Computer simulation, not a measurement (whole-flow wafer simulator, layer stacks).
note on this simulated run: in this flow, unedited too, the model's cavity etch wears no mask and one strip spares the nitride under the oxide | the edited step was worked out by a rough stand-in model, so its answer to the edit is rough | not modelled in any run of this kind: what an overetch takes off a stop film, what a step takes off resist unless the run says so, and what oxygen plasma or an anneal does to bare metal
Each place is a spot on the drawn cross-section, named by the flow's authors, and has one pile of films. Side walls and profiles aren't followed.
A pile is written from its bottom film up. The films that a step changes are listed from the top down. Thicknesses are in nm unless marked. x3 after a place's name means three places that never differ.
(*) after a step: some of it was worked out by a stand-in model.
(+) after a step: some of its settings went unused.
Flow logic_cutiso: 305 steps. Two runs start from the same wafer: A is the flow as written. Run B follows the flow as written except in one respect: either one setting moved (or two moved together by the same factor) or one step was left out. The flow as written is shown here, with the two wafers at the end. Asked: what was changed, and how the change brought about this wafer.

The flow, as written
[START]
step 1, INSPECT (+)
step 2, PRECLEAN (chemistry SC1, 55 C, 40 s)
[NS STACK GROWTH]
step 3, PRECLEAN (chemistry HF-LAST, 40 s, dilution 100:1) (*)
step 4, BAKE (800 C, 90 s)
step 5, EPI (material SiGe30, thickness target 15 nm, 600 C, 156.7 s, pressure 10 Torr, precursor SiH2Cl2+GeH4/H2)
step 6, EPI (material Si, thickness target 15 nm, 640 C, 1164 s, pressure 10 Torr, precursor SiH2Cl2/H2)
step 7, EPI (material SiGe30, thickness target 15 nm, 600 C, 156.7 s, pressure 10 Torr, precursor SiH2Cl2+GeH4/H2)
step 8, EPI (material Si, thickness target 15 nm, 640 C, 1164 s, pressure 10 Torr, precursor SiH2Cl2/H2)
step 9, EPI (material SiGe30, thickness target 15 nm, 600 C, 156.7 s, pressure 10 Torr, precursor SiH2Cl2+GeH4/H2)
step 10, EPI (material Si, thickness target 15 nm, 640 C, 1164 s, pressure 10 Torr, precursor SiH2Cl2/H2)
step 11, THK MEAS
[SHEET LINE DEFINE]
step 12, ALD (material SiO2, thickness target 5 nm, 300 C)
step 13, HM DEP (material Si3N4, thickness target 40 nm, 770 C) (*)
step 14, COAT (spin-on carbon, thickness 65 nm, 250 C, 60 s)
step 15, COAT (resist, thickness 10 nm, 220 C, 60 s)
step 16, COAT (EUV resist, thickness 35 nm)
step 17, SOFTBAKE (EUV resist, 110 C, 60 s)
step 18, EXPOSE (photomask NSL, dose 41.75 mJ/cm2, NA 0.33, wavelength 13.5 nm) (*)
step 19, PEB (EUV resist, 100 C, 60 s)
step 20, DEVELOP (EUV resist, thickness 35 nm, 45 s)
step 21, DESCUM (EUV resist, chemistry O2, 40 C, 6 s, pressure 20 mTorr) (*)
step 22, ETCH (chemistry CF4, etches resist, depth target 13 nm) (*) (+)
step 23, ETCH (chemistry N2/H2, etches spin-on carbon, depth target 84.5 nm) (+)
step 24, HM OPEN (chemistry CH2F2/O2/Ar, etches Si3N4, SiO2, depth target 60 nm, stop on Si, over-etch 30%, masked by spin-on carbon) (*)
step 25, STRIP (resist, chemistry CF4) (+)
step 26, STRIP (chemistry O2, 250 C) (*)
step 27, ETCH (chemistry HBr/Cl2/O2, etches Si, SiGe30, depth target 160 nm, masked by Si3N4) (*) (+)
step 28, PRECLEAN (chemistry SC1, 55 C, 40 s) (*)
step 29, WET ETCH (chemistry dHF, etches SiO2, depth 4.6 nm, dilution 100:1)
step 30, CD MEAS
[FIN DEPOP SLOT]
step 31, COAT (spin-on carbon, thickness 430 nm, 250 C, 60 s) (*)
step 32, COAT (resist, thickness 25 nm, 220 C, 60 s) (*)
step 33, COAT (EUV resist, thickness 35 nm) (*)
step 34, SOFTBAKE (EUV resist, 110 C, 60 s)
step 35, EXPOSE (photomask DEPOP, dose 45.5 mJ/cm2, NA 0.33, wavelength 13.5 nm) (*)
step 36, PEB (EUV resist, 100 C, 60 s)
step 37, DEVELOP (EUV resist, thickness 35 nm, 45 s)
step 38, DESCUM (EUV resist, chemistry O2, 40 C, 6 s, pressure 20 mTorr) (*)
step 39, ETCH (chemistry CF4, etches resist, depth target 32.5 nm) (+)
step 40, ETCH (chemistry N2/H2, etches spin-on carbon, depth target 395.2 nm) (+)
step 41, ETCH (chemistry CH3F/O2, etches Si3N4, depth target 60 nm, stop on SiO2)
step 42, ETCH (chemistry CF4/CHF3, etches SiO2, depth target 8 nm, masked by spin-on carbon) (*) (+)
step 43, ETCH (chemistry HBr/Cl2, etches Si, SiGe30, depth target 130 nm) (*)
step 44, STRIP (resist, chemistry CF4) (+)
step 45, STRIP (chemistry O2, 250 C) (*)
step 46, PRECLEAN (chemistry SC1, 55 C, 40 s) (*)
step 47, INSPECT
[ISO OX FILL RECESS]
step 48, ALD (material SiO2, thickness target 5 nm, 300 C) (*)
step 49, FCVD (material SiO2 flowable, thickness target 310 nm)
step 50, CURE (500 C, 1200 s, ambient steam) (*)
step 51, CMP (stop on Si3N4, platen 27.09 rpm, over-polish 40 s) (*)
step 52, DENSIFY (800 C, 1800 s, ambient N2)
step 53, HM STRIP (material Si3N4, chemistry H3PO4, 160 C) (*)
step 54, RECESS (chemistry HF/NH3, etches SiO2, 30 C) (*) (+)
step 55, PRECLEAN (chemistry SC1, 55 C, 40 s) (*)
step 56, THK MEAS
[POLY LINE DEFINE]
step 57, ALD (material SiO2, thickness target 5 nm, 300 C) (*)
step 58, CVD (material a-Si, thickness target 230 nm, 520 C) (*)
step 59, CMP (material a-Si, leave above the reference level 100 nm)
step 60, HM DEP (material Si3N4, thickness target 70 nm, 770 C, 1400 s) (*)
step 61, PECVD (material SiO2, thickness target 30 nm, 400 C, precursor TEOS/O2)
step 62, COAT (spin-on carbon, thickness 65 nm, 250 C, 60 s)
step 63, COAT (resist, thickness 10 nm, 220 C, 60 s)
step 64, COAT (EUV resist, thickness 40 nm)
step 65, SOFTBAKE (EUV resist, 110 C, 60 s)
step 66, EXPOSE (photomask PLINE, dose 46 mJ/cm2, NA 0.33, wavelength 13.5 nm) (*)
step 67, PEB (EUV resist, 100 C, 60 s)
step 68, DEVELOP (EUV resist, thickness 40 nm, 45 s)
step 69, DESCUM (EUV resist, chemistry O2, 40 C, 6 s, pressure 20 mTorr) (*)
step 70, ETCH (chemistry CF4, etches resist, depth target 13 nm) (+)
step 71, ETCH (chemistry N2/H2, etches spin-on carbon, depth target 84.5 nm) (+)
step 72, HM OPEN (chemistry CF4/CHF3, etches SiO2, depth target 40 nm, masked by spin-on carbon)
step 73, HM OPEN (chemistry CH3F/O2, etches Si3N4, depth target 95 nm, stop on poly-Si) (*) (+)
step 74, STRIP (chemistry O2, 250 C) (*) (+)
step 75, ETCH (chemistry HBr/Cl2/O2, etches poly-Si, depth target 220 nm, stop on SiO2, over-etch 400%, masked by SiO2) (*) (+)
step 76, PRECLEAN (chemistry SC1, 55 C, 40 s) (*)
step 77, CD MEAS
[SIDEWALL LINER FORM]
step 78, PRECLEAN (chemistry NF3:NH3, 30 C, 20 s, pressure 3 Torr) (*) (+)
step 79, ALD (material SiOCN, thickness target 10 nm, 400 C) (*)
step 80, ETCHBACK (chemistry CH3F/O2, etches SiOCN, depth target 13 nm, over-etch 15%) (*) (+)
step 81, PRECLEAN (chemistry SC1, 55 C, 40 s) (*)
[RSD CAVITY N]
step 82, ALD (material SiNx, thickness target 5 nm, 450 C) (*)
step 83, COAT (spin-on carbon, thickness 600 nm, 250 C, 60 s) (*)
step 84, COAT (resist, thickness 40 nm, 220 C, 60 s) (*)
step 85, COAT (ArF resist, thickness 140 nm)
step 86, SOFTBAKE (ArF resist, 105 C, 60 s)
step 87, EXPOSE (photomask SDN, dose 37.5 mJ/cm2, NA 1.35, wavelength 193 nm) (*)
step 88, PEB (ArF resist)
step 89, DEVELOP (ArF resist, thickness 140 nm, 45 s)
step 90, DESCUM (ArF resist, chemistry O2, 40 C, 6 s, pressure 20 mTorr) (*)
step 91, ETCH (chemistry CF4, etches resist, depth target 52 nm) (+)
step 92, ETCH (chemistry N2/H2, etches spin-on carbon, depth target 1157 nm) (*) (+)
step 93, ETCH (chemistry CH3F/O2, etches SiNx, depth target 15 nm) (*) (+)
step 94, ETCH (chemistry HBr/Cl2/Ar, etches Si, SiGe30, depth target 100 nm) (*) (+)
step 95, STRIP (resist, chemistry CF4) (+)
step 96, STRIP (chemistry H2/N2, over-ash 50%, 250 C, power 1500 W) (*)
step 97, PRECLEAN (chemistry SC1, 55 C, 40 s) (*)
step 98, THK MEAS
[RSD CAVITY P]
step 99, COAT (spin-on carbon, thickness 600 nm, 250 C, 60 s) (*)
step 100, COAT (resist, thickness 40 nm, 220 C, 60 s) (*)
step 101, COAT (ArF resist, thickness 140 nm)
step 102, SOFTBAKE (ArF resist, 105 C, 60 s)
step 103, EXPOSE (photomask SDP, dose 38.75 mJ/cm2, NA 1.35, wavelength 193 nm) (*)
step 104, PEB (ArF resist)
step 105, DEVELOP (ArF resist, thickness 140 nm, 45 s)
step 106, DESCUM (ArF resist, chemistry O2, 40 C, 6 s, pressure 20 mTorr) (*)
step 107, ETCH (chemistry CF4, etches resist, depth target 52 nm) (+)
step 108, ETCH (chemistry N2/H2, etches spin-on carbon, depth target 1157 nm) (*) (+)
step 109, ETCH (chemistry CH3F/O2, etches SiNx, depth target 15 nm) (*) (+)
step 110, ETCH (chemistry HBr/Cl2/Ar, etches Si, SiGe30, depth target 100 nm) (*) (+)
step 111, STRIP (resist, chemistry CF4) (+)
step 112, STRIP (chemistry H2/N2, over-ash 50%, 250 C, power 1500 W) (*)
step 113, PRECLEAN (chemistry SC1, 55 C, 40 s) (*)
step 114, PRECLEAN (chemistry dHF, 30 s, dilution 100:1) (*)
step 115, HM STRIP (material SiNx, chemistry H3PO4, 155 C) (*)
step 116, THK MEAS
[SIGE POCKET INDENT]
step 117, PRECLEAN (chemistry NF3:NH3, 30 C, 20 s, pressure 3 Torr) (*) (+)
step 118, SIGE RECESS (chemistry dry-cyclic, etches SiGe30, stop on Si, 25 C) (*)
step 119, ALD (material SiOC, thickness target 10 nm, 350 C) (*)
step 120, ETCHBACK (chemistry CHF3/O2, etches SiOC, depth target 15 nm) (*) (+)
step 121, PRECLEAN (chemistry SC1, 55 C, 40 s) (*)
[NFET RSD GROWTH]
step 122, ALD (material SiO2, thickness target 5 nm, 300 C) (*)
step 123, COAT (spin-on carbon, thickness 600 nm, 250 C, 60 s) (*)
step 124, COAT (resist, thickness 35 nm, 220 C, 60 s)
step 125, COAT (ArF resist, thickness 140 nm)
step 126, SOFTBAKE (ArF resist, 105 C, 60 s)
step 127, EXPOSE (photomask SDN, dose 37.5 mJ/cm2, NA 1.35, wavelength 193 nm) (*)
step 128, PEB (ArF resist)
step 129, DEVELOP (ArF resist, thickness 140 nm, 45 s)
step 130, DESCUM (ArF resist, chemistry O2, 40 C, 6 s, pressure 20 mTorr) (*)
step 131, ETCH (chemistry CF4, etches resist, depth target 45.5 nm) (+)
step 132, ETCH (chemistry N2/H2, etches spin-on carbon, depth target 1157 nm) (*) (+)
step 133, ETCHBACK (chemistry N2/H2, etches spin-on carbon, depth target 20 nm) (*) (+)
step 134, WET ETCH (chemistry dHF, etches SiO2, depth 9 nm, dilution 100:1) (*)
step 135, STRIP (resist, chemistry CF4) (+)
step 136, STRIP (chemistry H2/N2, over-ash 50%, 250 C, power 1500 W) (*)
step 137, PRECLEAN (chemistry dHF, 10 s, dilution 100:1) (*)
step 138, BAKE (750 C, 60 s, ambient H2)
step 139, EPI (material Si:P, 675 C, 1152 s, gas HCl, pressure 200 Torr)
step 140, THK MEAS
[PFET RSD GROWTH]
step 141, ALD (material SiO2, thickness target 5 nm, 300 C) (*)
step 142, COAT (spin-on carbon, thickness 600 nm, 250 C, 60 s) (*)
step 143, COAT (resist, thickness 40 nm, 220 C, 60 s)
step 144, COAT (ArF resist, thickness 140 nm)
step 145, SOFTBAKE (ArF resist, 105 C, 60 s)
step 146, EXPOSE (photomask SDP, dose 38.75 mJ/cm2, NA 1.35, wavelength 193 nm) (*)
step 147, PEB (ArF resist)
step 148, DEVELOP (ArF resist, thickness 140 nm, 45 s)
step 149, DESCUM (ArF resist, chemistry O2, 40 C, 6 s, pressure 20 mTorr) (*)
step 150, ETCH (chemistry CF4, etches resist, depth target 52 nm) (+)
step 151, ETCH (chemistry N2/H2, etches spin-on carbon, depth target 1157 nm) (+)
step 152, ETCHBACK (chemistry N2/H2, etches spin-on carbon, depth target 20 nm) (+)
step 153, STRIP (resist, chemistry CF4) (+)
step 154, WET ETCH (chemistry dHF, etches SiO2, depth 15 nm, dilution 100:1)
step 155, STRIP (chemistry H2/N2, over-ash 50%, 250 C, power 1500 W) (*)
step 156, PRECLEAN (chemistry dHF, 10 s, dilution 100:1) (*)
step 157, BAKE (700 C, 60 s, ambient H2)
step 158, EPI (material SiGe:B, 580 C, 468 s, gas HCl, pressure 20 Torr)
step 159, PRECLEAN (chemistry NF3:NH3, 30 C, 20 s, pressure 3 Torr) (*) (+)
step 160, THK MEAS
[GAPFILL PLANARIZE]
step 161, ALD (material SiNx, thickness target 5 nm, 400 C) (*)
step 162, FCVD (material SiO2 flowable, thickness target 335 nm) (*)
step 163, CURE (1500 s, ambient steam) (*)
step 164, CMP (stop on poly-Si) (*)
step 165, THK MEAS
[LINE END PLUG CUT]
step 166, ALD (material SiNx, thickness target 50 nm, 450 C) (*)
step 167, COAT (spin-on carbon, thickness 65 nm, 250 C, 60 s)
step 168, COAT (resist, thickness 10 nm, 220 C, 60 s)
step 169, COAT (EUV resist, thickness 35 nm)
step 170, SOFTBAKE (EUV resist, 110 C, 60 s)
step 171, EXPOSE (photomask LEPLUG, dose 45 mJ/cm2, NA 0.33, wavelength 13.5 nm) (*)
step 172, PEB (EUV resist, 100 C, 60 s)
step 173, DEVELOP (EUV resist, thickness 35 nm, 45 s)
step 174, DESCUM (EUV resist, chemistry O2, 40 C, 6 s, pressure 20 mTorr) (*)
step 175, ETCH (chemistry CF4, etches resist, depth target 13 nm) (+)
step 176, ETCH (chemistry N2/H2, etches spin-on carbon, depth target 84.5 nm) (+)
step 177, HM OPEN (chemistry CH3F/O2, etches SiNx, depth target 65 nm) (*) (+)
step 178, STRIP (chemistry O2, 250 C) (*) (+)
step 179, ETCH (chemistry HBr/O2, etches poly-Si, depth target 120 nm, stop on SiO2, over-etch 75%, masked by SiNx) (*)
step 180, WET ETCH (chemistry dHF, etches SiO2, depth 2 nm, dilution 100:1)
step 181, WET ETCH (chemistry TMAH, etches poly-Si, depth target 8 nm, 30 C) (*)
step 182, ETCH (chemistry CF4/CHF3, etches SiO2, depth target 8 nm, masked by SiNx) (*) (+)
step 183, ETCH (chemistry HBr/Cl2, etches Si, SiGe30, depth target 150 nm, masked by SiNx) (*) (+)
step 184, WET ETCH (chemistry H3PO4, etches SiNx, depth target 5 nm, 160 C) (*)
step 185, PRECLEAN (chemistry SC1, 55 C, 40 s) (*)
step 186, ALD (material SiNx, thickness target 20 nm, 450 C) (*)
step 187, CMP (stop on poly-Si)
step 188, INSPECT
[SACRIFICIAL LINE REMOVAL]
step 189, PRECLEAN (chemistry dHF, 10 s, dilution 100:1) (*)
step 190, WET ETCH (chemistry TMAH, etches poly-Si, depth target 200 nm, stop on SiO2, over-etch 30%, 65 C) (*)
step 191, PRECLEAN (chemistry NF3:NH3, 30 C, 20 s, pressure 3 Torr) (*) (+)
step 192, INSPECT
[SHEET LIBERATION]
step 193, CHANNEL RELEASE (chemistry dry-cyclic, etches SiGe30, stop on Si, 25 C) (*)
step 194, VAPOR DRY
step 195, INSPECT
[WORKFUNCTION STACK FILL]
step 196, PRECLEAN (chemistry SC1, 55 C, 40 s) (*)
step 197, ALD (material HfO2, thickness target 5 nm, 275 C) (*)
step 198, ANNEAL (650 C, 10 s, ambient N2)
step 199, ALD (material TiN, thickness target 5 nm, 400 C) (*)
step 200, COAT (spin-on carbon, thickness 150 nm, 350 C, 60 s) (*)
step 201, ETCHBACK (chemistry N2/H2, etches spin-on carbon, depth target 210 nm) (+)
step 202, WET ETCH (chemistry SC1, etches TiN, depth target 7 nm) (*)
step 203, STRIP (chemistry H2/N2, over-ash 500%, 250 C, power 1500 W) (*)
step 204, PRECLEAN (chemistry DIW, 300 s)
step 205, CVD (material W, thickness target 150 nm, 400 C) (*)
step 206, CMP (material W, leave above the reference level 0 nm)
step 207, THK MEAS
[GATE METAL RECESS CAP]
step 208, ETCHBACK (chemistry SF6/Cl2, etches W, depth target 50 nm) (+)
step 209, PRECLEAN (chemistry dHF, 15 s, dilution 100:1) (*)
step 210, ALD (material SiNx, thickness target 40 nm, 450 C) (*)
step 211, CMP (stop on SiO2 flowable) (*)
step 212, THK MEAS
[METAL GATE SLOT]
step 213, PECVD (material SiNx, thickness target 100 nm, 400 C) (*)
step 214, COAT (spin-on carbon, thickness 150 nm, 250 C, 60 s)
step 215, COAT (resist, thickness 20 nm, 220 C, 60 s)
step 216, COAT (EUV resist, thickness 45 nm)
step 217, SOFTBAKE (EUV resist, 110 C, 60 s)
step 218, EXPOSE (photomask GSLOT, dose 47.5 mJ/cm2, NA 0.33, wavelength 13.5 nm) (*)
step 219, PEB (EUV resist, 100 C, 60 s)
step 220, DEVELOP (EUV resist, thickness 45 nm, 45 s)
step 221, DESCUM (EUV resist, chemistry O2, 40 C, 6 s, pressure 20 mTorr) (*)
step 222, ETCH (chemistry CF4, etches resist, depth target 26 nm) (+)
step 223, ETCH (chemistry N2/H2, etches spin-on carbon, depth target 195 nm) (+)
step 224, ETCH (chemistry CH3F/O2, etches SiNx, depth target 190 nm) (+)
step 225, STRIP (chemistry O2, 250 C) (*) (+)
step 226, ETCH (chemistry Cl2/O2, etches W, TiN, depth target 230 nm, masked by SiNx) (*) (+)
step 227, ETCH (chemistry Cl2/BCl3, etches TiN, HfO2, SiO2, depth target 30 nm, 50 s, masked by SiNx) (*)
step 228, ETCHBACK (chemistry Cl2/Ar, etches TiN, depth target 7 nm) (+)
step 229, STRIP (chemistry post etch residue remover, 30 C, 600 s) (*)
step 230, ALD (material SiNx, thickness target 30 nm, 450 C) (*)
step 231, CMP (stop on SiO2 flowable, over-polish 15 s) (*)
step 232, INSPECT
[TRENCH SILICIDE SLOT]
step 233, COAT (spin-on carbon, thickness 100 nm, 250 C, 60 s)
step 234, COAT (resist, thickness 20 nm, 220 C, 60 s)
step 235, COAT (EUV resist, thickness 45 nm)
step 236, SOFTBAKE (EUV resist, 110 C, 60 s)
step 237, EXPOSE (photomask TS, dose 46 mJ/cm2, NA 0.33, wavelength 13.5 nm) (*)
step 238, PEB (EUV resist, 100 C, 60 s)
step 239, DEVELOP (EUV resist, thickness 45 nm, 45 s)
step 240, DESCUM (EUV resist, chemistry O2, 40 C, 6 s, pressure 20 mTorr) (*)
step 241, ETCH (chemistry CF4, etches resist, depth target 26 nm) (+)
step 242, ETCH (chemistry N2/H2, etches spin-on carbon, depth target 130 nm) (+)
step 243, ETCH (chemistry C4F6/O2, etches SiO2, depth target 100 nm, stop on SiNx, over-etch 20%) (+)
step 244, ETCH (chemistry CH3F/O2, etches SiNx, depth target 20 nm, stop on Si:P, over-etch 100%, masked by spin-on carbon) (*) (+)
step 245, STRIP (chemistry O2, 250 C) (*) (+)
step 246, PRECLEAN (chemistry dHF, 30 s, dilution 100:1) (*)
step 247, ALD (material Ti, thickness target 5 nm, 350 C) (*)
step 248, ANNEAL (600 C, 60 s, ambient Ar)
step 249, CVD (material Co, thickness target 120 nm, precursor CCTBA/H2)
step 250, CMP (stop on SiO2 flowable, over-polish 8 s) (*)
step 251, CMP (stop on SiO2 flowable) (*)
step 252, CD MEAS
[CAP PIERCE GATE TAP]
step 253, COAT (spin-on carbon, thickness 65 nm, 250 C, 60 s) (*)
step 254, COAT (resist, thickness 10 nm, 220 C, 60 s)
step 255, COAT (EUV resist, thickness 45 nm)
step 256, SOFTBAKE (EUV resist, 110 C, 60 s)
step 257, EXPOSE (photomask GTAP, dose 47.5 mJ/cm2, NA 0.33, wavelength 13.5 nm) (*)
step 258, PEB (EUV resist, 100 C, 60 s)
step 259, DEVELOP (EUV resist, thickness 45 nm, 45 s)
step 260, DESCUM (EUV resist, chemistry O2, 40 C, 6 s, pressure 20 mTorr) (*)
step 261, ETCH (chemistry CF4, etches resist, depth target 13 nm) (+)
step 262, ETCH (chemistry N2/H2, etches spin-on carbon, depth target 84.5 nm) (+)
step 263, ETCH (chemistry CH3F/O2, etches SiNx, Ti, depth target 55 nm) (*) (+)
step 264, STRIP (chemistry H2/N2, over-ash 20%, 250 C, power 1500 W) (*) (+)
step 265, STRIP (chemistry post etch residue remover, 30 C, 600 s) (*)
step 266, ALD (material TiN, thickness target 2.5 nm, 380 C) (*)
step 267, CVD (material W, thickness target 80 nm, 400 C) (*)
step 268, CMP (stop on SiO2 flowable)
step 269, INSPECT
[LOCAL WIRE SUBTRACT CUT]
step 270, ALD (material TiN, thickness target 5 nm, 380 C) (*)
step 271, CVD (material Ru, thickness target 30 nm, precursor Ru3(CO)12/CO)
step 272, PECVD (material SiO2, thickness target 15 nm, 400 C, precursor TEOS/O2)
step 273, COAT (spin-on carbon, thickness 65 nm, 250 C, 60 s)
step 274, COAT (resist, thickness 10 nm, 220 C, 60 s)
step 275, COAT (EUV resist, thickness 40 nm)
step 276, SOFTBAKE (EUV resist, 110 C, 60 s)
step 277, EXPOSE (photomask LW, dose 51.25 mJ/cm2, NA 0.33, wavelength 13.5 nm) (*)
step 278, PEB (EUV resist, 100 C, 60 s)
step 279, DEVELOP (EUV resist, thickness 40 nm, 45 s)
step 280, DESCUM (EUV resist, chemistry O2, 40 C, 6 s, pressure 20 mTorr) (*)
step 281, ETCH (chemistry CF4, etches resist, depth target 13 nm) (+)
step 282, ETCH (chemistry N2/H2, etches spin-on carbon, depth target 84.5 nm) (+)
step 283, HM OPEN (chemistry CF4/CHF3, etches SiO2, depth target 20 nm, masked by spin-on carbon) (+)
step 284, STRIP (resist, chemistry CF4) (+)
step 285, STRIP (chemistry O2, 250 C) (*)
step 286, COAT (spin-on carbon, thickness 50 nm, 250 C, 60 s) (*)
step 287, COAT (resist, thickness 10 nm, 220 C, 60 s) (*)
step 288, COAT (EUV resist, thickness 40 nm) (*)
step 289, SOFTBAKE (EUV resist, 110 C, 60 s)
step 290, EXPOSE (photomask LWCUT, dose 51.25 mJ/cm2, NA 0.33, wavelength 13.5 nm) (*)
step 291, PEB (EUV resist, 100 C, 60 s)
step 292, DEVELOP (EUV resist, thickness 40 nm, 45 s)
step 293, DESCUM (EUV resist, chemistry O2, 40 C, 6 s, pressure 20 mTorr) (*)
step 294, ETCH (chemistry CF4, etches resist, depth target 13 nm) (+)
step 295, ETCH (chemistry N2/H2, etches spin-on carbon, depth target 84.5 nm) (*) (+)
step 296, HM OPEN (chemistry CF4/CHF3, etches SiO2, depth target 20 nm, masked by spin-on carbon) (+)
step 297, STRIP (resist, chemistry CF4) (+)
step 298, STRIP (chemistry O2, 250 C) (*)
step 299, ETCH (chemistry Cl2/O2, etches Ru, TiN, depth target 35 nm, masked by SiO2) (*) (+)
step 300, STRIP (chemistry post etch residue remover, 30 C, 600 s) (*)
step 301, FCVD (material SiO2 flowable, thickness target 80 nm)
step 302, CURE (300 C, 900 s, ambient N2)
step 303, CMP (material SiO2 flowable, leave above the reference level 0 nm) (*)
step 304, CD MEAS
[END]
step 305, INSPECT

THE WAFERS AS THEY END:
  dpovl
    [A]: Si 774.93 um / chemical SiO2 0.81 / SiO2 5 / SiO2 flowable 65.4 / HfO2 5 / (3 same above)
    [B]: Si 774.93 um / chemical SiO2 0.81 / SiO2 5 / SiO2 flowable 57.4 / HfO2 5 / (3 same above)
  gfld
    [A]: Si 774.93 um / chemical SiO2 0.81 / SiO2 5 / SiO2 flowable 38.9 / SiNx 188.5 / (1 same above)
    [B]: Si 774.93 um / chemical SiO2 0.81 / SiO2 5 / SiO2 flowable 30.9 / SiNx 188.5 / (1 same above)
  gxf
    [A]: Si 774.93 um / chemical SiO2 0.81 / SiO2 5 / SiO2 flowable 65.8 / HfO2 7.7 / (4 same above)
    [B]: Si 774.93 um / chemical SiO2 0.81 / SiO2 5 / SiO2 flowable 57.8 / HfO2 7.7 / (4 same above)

Cause: step 27, ETCH: depth target 152 nm was run, though the flow has depth target 160 nm.

The path from the change to this, step by step:
  step 27, ETCH (chemistry HBr/Cl2/O2, etches Si, SiGe30, depth target 160 nm, masked by Si3N4) (*) (+)
      depop, gl, glp and 12 more: A Si3N4 loses 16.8 | B Si3N4 loses 16.1
      gfld, gxf, iso, lnri: A chemical SiO2 loses 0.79 (all of it), Si loses 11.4 (all of it), SiGe30 loses 15 (all of it), Si loses 15 (all of it), SiGe30 loses 15 (all of it), Si loses 15 (all of it), SiGe30 loses 15 (all of it), Si loses 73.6 | B chemical SiO2 loses 0.79 (all of it), Si loses 11.4 (all of it), SiGe30 loses 15 (all of it), Si loses 15 (all of it), SiGe30 loses 15 (all of it), Si loses 15 (all of it), SiGe30 loses 15 (all of it), Si loses 65.6
      (as well as at 3 more places)
  step 41, ETCH (chemistry CH3F/O2, etches Si3N4, depth target 60 nm, stop on SiO2)
      depop: A Si3N4 loses 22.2 (all of it), SiO2 loses 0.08 | B Si3N4 loses 23 (all of it), SiO2 loses 0.08
  step 42, ETCH (chemistry CF4/CHF3, etches SiO2, depth target 8 nm, masked by spin-on carbon) (*) (+)
      gfld: A resist loses 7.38 | B resist loses 7.54 (all of it)
      lnri: A resist loses 7.38 | B resist loses 7.53 (all of it)
  step 45, STRIP (chemistry O2, 250 C) (*)
      dpovl: A chemical SiO2 gains 0.82 (new film), spin-on carbon loses 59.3 (all of it), Si loses 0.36 | B chemical SiO2 gains 0.82 (new film), spin-on carbon loses 56.1 (all of it), Si loses 0.36
  step 53, HM STRIP (material Si3N4, chemistry H3PO4, 160 C) (*)
      gl, glp, gxn and 11 more: A Si3N4 loses 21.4 (all of it), SiO2 loses 0.36 | B Si3N4 loses 22.1 (all of it), SiO2 loses 0.38
